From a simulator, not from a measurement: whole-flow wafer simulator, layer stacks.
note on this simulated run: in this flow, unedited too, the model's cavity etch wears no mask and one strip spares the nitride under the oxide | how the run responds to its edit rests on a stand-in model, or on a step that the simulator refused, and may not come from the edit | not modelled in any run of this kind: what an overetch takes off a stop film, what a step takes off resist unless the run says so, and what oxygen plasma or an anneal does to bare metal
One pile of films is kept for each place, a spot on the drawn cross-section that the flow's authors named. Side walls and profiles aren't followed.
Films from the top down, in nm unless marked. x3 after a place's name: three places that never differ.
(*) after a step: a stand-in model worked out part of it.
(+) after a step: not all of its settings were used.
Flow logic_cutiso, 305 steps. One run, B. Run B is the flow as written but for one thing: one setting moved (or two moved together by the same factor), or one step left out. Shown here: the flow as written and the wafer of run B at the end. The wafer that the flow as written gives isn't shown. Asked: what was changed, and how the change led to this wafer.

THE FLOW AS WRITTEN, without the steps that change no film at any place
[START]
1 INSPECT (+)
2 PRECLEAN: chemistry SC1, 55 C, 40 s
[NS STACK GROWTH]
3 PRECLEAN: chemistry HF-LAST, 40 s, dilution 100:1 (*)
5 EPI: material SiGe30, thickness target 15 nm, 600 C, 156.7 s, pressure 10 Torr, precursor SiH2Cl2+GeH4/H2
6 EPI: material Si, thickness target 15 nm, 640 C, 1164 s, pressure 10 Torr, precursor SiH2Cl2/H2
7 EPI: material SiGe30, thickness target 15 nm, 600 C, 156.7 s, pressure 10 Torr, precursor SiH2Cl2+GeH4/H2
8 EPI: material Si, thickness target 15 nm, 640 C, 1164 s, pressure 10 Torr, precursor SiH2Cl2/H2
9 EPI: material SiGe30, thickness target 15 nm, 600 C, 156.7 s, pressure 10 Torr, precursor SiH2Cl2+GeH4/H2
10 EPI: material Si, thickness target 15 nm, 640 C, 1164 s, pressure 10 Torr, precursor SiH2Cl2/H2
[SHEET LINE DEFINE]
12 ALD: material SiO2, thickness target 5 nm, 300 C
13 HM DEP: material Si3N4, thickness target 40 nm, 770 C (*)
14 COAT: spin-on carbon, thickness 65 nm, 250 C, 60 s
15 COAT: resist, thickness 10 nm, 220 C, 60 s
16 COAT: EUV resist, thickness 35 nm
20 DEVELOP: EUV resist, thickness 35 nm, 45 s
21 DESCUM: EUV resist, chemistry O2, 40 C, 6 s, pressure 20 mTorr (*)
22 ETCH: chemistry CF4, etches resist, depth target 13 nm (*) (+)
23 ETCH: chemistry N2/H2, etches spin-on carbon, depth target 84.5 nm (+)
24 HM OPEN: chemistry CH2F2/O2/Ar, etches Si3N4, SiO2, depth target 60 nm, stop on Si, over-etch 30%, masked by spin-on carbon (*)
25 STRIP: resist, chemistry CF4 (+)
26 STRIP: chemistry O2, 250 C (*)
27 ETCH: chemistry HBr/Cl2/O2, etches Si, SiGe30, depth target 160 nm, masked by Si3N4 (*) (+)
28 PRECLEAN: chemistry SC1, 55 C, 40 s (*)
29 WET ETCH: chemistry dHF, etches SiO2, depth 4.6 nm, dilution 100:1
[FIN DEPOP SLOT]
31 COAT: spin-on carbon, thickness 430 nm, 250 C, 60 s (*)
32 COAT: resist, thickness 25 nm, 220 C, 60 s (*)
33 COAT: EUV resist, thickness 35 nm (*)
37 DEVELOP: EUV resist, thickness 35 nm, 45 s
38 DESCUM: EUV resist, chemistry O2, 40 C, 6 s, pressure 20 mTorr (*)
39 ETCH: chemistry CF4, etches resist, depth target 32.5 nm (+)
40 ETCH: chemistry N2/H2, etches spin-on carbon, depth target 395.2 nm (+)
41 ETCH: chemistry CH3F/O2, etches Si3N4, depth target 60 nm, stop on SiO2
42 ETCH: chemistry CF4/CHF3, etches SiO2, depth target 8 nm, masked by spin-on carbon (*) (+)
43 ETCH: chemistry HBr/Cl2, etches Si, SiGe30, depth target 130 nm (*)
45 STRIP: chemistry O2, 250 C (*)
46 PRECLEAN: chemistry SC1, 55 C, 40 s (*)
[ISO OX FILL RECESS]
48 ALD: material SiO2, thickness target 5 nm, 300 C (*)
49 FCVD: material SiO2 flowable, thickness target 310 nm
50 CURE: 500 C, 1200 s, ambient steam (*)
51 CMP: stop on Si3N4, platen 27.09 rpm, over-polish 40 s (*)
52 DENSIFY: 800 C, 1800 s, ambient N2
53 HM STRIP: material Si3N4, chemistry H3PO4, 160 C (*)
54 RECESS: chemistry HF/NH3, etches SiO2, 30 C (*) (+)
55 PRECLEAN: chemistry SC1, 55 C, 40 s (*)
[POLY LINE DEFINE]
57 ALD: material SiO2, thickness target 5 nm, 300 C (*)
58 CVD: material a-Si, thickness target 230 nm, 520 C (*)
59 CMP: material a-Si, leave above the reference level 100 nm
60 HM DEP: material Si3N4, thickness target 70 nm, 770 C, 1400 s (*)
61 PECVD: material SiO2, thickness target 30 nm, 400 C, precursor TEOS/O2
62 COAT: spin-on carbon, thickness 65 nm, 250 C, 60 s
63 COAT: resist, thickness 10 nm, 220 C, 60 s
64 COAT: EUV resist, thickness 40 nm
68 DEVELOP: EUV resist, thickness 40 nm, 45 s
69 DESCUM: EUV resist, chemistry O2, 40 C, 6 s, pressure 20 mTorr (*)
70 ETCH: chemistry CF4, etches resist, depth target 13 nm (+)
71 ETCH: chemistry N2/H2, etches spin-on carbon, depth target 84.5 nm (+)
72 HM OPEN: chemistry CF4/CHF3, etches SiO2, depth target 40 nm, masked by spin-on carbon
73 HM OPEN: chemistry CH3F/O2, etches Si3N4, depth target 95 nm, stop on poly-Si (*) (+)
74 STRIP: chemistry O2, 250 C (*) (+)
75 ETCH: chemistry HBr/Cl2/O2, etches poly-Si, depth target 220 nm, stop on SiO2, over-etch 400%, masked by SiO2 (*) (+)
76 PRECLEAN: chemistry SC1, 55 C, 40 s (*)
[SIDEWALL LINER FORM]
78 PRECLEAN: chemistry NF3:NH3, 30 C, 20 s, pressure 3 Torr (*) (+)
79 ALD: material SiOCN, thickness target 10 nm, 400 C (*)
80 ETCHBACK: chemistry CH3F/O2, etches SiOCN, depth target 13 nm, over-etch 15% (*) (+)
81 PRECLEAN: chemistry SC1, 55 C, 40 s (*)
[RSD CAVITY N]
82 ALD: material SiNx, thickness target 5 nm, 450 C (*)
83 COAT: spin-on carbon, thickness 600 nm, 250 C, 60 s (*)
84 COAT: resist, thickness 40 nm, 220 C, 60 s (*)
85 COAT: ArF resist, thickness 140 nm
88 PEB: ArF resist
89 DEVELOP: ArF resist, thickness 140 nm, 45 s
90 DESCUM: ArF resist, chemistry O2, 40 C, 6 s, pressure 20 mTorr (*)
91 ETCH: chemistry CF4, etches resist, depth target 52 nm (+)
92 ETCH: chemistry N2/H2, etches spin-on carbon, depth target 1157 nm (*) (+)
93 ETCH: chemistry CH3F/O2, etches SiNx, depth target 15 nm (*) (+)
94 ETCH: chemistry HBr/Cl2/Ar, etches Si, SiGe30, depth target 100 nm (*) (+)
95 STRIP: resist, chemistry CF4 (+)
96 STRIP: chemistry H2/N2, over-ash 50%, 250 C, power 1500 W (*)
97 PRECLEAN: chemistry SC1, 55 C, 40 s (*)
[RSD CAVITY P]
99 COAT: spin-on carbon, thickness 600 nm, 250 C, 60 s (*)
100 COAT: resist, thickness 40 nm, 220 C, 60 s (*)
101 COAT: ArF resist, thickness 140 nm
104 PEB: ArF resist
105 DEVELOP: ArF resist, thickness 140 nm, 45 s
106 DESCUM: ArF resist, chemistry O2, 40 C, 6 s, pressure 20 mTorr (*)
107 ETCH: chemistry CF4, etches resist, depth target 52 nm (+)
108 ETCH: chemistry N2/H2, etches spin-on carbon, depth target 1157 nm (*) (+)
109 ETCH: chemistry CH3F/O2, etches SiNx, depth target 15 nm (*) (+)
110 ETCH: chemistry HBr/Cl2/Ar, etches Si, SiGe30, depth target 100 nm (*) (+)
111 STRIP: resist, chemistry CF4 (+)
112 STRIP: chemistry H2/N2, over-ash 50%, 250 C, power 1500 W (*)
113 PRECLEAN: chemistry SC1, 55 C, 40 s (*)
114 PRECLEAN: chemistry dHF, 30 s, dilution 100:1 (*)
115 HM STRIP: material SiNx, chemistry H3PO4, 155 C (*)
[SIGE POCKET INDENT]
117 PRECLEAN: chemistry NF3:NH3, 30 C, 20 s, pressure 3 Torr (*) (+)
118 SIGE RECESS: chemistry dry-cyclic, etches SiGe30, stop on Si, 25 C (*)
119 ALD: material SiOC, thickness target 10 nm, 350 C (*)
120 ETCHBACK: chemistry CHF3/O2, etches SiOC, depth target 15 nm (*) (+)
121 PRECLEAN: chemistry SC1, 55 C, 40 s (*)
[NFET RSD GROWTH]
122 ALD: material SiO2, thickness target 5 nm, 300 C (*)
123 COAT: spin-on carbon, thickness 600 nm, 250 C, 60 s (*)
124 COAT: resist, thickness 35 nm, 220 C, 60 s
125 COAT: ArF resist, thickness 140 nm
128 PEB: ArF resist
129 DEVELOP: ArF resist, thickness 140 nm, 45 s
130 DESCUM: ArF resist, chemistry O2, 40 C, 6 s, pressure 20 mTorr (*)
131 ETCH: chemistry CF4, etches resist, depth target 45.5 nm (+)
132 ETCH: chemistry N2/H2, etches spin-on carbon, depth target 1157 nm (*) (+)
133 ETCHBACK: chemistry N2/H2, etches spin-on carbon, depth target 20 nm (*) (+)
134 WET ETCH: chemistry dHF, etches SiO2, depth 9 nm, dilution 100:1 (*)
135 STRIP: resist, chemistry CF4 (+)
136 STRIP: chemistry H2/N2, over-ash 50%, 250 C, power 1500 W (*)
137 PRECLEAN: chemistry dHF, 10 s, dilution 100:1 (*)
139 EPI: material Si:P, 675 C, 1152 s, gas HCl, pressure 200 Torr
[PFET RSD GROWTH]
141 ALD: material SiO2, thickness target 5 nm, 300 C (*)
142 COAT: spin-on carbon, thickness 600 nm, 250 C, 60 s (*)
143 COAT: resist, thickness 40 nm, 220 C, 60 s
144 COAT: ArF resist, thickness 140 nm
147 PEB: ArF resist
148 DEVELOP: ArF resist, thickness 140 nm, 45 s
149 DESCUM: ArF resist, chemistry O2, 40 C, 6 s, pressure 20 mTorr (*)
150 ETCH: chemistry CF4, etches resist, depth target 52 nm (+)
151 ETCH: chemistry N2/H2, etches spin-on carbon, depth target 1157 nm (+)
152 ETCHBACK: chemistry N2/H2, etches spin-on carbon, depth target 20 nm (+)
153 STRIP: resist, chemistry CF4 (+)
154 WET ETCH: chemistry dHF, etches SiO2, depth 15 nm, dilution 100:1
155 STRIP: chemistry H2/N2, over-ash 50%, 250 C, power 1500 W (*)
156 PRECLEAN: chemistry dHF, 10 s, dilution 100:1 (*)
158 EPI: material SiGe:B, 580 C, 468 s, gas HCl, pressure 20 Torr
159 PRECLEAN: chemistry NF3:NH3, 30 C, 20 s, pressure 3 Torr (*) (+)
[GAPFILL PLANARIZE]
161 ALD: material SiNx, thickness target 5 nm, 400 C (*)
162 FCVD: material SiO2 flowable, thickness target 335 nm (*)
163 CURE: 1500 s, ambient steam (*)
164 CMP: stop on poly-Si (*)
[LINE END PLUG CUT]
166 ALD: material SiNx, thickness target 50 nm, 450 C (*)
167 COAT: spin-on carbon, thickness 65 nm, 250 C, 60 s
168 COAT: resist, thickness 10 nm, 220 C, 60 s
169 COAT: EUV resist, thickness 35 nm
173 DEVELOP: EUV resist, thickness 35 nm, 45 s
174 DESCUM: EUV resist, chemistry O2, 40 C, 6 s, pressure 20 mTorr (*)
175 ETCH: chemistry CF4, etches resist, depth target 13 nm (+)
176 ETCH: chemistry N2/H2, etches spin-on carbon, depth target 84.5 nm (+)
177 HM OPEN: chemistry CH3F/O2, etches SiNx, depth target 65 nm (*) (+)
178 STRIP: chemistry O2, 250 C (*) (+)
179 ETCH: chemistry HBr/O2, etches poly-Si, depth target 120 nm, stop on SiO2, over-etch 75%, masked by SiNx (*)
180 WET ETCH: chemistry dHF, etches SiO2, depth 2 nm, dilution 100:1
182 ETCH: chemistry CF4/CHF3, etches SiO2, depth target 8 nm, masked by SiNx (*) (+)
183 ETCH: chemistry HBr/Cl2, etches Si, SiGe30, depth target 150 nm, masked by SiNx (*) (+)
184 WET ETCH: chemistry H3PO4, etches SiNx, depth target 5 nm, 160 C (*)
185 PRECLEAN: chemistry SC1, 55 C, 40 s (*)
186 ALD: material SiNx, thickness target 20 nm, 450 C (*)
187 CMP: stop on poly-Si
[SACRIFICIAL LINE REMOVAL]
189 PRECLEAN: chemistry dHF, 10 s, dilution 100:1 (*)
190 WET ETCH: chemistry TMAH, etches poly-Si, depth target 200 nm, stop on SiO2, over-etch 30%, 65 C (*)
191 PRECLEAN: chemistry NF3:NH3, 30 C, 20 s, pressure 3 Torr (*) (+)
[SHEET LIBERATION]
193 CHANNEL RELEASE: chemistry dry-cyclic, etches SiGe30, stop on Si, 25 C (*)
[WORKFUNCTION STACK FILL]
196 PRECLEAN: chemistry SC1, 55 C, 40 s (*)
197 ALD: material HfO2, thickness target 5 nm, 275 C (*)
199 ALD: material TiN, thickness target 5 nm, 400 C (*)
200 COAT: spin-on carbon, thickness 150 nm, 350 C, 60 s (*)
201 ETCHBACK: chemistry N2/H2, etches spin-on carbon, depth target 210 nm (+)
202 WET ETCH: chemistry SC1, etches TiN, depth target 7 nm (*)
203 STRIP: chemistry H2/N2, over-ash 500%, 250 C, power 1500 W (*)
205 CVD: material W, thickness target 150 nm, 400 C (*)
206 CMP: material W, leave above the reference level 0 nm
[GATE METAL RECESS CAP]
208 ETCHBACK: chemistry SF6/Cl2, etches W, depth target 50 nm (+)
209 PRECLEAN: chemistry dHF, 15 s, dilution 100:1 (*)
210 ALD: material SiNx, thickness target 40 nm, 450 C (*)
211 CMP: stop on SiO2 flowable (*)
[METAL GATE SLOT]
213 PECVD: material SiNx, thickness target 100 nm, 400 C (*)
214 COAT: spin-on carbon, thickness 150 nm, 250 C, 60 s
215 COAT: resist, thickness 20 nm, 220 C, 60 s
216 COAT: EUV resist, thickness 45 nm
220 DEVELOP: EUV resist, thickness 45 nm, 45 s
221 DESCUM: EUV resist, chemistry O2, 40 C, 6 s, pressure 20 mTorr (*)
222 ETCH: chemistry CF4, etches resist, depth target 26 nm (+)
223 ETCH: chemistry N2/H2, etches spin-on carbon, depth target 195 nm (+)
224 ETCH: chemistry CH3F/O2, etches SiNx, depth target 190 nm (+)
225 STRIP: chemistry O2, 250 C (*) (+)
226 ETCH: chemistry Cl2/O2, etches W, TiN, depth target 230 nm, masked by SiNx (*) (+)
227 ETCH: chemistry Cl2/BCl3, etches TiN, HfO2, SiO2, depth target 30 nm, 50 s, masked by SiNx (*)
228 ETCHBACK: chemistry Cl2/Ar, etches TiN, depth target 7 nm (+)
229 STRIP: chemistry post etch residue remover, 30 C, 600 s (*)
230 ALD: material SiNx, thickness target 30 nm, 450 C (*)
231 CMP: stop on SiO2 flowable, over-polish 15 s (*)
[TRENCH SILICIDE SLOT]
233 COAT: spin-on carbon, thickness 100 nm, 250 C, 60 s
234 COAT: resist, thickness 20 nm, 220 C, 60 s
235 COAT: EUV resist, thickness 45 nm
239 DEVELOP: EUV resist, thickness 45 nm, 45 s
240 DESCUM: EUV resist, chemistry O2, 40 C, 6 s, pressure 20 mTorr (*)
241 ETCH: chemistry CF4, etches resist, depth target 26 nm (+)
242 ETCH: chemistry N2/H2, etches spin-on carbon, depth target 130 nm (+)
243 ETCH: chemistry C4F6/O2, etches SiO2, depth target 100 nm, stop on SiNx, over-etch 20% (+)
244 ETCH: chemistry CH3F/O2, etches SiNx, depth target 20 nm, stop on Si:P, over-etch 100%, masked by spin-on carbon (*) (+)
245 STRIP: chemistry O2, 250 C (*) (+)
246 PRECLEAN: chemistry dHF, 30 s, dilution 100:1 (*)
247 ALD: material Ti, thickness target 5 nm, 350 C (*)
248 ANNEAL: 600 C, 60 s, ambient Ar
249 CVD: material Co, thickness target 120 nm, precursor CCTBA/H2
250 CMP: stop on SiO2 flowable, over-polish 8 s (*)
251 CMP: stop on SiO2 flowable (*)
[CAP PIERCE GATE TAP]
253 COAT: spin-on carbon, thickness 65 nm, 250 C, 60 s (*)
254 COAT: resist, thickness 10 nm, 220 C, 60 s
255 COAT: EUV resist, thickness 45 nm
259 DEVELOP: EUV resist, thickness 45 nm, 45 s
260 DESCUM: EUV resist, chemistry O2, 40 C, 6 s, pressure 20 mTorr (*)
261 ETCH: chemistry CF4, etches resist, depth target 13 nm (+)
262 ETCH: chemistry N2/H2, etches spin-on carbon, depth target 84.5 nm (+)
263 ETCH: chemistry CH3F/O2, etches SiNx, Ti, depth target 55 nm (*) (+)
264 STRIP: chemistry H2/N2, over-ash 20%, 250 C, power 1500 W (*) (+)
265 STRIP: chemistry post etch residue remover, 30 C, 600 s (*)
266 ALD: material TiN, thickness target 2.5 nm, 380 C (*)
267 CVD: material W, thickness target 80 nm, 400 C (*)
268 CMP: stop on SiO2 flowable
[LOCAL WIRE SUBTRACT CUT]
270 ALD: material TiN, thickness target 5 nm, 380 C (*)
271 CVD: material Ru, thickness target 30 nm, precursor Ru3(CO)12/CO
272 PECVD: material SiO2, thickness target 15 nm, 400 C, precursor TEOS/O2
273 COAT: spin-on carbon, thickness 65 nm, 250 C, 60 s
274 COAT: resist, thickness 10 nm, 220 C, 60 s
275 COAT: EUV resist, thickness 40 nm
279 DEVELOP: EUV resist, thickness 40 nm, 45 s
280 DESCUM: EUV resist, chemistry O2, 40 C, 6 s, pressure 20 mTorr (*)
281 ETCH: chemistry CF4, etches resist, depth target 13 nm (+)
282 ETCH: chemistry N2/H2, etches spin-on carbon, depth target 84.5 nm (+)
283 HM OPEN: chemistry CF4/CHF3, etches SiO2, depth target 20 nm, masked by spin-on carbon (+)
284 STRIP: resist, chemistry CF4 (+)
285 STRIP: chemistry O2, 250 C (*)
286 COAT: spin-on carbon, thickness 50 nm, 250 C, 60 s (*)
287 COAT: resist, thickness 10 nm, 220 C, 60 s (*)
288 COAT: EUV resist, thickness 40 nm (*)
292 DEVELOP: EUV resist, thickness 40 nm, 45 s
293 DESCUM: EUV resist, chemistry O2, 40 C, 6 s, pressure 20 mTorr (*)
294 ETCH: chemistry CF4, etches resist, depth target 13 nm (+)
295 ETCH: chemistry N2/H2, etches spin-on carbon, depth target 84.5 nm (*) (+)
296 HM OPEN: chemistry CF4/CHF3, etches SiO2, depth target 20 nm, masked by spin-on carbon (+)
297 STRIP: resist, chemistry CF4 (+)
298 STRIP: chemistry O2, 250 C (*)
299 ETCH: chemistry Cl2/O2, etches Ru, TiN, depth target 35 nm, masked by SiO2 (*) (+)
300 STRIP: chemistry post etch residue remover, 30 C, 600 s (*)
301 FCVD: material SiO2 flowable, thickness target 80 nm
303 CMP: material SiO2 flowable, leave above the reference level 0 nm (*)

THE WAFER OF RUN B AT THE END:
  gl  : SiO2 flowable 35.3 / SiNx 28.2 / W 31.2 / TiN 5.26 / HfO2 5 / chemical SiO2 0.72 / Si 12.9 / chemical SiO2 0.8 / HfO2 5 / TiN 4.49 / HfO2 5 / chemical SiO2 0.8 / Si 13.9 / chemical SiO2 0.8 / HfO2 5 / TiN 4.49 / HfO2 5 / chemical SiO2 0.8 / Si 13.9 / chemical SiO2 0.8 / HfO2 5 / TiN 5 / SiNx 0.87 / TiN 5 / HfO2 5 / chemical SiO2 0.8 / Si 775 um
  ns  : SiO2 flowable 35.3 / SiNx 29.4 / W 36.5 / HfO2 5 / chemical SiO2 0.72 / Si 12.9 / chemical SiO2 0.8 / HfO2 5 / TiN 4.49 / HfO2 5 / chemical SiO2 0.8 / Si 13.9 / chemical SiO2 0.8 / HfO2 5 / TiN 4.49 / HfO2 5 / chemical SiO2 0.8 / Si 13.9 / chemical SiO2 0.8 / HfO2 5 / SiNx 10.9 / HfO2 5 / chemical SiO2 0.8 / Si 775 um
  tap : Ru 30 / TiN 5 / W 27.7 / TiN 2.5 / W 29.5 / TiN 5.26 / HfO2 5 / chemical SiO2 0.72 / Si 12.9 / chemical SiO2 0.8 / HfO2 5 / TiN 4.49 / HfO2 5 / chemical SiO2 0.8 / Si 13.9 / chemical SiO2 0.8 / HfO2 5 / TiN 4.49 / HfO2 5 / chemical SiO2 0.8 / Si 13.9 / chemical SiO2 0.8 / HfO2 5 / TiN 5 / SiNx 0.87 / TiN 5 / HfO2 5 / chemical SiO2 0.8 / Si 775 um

The cause: step 5, EPI: thickness target 21.4 nm was run, where the flow has thickness target 15 nm; step 5, EPI: 223.3 s was run, where the flow has 156.7 s.

How the change led to this, step by step:
  5 EPI: material SiGe30, thickness target 15 nm, 600 C, 156.7 s, pressure 10 Torr, precursor SiH2Cl2+GeH4/H2
      depop, dpovl, gfld and 19 more: SiGe30 +21.4 (new film) (as written it would be: SiGe30 +15 (new film))
  27 ETCH: chemistry HBr/Cl2/O2, etches Si, SiGe30, depth target 160 nm, masked by Si3N4 (*) (+)
      gfld, gxf, iso, lnri: chemical SiO2 -0.79 (all of it), Si -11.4 (all of it), SiGe30 -15 (all of it), Si -15 (all of it), SiGe30 -15 (all of it), Si -15 (all of it), SiGe30 -21.4 (all of it), Si -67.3 (as written it would be: chemical SiO2 -0.79 (all of it), Si -11.4 (all of it), SiGe30 -15 (all of it), Si -15 (all of it), SiGe30 -15 (all of it), Si -15 (all of it), SiGe30 -15 (all of it), Si -73.6)
      dpovl, nsgap: chemical SiO2 -0.79 (all of it), Si -11.8 (all of it), SiGe30 -15 (all of it), Si -15 (all of it), SiGe30 -15 (all of it), Si -15 (all of it), SiGe30 -21.4 (all of it), Si -66.9 (as written it would be: chemical SiO2 -0.79 (all of it), Si -11.8 (all of it), SiGe30 -15 (all of it), Si -15 (all of it), SiGe30 -15 (all of it), Si -15 (all of it), SiGe30 -15 (all of it), Si -73.2)
      (and at 1 more place)
  43 ETCH: chemistry HBr/Cl2, etches Si, SiGe30, depth target 130 nm (*)
      depop: Si -14 (all of it), SiGe30 -15 (all of it), Si -15 (all of it), SiGe30 -15 (all of it), Si -15 (all of it), SiGe30 -21.4 (all of it), Si -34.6 (as written it would be: Si -14 (all of it), SiGe30 -15 (all of it), Si -15 (all of it), SiGe30 -15 (all of it), Si -15 (all of it), SiGe30 -15 (all of it), Si -41)
  94 ETCH: chemistry HBr/Cl2/Ar, etches Si, SiGe30, depth target 100 nm (*) (+)
      rsdn, rsdx: chemical SiO2 -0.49 (all of it), Si -12.8 (all of it), SiGe30 -15 (all of it), Si -15 (all of it), SiGe30 -15 (all of it), Si -15 (all of it), SiGe30 -21.4 (all of it), Si -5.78 (as written it would be: chemical SiO2 -0.49 (all of it), Si -12.8 (all of it), SiGe30 -15 (all of it), Si -15 (all of it), SiGe30 -15 (all of it), Si -15 (all of it), SiGe30 -15 (all of it), Si -12.2)
  110 ETCH: chemistry HBr/Cl2/Ar, etches Si, SiGe30, depth target 100 nm (*) (+)
      rsdp, rsdw: chemical SiO2 -0.49 (all of it), Si -12.8 (all of it), SiGe30 -15 (all of it), Si -15 (all of it), SiGe30 -15 (all of it), Si -15 (all of it), SiGe30 -21.4 (all of it), Si -5.78 (as written it would be: chemical SiO2 -0.49 (all of it), Si -12.8 (all of it), SiGe30 -15 (all of it), Si -15 (all of it), SiGe30 -15 (all of it), Si -15 (all of it), SiGe30 -15 (all of it), Si -12.2)
  118 SIGE RECESS: chemistry dry-cyclic, etches SiGe30, stop on Si, 25 C (*)
      lnr, lnrp, lnrt: SiOCN -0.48, Si -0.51, cavity +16 (new film), SiGe30 -15 (all of it), Si -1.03, cavity +16 (new film), SiGe30 -15 (all of it), Si -1.03, cavity +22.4 (new film), SiGe30 -21.4 (all of it), Si -0.51 (as written it would be: SiOCN -0.48, Si -0.51, cavity +16 (new film), SiGe30 -15 (all of it), Si -1.03, cavity +16 (new film), SiGe30 -15 (all of it), Si -1.03, cavity +16 (new film), SiGe30 -15 (all of it), Si -0.51)
  119 ALD: material SiOC, thickness target 10 nm, 350 C (*)
      lnr, lnrp, lnrt: SiOC +10 (new film), SiOC +16 (new film), cavity -16 (all of it), SiOC +16 (new film), cavity -16 (all of it), SiOC +22.4 (new film), cavity -22.4 (all of it) (as written it would be: SiOC +10 (new film), SiOC +16 (new film), cavity -16 (all of it), SiOC +16 (new film), cavity -16 (all of it), SiOC +16 (new film), cavity -16 (all of it))
  183 ETCH: chemistry HBr/Cl2, etches Si, SiGe30, depth target 150 nm, masked by SiNx (*) (+)
      plug: Si -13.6 (all of it), SiGe30 -15 (all of it), Si -15 (all of it), SiGe30 -15 (all of it), Si -15 (all of it), SiGe30 -21.4 (all of it), Si -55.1 (as written it would be: Si -13.6 (all of it), SiGe30 -15 (all of it), Si -15 (all of it), SiGe30 -15 (all of it), Si -15 (all of it), SiGe30 -15 (all of it), Si -61.4)
  193 CHANNEL RELEASE: chemistry dry-cyclic, etches SiGe30, stop on Si, 25 C (*)
      gl, glp, gxn, gxp, ns, tap: chemical SiO2 +0.8 (new film), Si -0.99, chemical SiO2 +0.8 (new film), cavity +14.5 (new film), chemical SiO2 +0.8 (new film), SiGe30 -15 (all of it), Si -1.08, chemical SiO2 +0.8 (new film), cavity +14.5 (new film), chemical SiO2 +0.8 (new film), SiGe30 -15 (all of it), Si -1.08, chemical SiO2 +0.8 (new film), cavity +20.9 (new film), chemical SiO2 +0.8 (new film), SiGe30 -21.4 (all of it), Si -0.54 (as written it would be: chemical SiO2 +0.8 (new film), Si -0.99, chemical SiO2 +0.8 (new film), cavity +14.5 (new film), chemical SiO2 +0.8 (new film), SiGe30 -15 (all of it), Si -1.08, chemical SiO2 +0.8 (new film), cavity +14.5 (new film), chemical SiO2 +0.8 (new film), SiGe30 -15 (all of it), Si -1.08, chemical SiO2 +0.8 (new film), cavity +14.5 (new film), chemical SiO2 +0.8 (new film), SiGe30 -15 (all of it), Si -0.54)
  199 ALD: material TiN, thickness target 5 nm, 400 C (*)
      gl, glp, tap: TiN +5.26 (new film), TiN +4.49 (new film), cavity -4.49 (all of it), TiN +4.49 (new film), cavity -4.49 (all of it), TiN +5 (new film), cavity -10, TiN +5 (new film) (as written it would be: TiN +5.26 (new film), TiN +4.49 (new film), cavity -4.49 (all of it), TiN +4.49 (new film), cavity -4.49 (all of it), TiN +4.49 (new film), cavity -4.49 (all of it))
      gxn, gxp, ns: TiN +5 (new film), TiN +4.49 (new film), cavity -4.49 (all of it), TiN +4.49 (new film), cavity -4.49 (all of it), TiN +5 (new film), cavity -10, TiN +5 (new film) (as written it would be: TiN +5 (new film), TiN +4.49 (new film), cavity -4.49 (all of it), TiN +4.49 (new film), cavity -4.49 (all of it), TiN +4.49 (new film), cavity -4.49 (all of it))
  202 WET ETCH: chemistry SC1, etches TiN, depth target 7 nm (*)
      ns: TiN -5 (all of it), TiN -5 (all of it), cavity +10, TiN -5 (all of it) (as written it would be: TiN -5 (all of it))
  210 ALD: material SiNx, thickness target 40 nm, 450 C (*)
      gl, glp, gxn, gxp, tap: SiNx +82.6 (new film), SiNx +0.87 (new film), cavity -0.87 (all of it) (as written it would be: SiNx +82.6 (new film))
      ns: SiNx +40 (new film), SiNx +10.9 (new film), cavity -10.9 (all of it) (as written it would be: SiNx +40 (new film))
Counting metal films that touch as one body, gl has 5 bodies (between them, from the top down: HfO2 5 / chemical SiO2 0.72 / Si 12.9 / chemical SiO2 0.8 / HfO2 5; HfO2 5 / chemical SiO2 0.8 / Si 13.9 / chemical SiO2 0.8 / HfO2 5; HfO2 5 / chemical SiO2 0.8 / Si 13.9 / chemical SiO2 0.8 / HfO2 5; SiNx 0.87); the flow as written gives 4 bodies (between them, from the top down: HfO2 5 / chemical SiO2 0.72 / Si 12.9 / chemical SiO2 0.8 / HfO2 5; HfO2 5 / chemical SiO2 0.8 / Si 13.9 / chemical SiO2 0.8 / HfO2 5; HfO2 5 / chemical SiO2 0.8 / Si 13.9 / chemical SiO2 0.8 / HfO2 5).
Counting metal films that touch as one body, ns has 3 bodies (between them, from the top down: HfO2 5 / chemical SiO2 0.72 / Si 12.9 / chemical SiO2 0.8 / HfO2 5; HfO2 5 / chemical SiO2 0.8 / Si 13.9 / chemical SiO2 0.8 / HfO2 5); the flow as written gives 4 bodies (between them, from the top down: HfO2 5 / chemical SiO2 0.72 / Si 12.9 / chemical SiO2 0.8 / HfO2 5; HfO2 5 / chemical SiO2 0.8 / Si 13.9 / chemical SiO2 0.8 / HfO2 5; HfO2 5 / chemical SiO2 0.8 / Si 13.9 / chemical SiO2 0.8 / HfO2 5).
Counting metal films that touch as one body, tap has 5 bodies (between them, from the top down: HfO2 5 / chemical SiO2 0.72 / Si 12.9 / chemical SiO2 0.8 / HfO2 5; HfO2 5 / chemical SiO2 0.8 / Si 13.9 / chemical SiO2 0.8 / HfO2 5; HfO2 5 / chemical SiO2 0.8 / Si 13.9 / chemical SiO2 0.8 / HfO2 5; SiNx 0.87); the flow as written gives 4 bodies (between them, from the top down: HfO2 5 / chemical SiO2 0.72 / Si 12.9 / chemical SiO2 0.8 / HfO2 5; HfO2 5 / chemical SiO2 0.8 / Si 13.9 / chemical SiO2 0.8 / HfO2 5; HfO2 5 / chemical SiO2 0.8 / Si 13.9 / chemical SiO2 0.8 / HfO2 5).
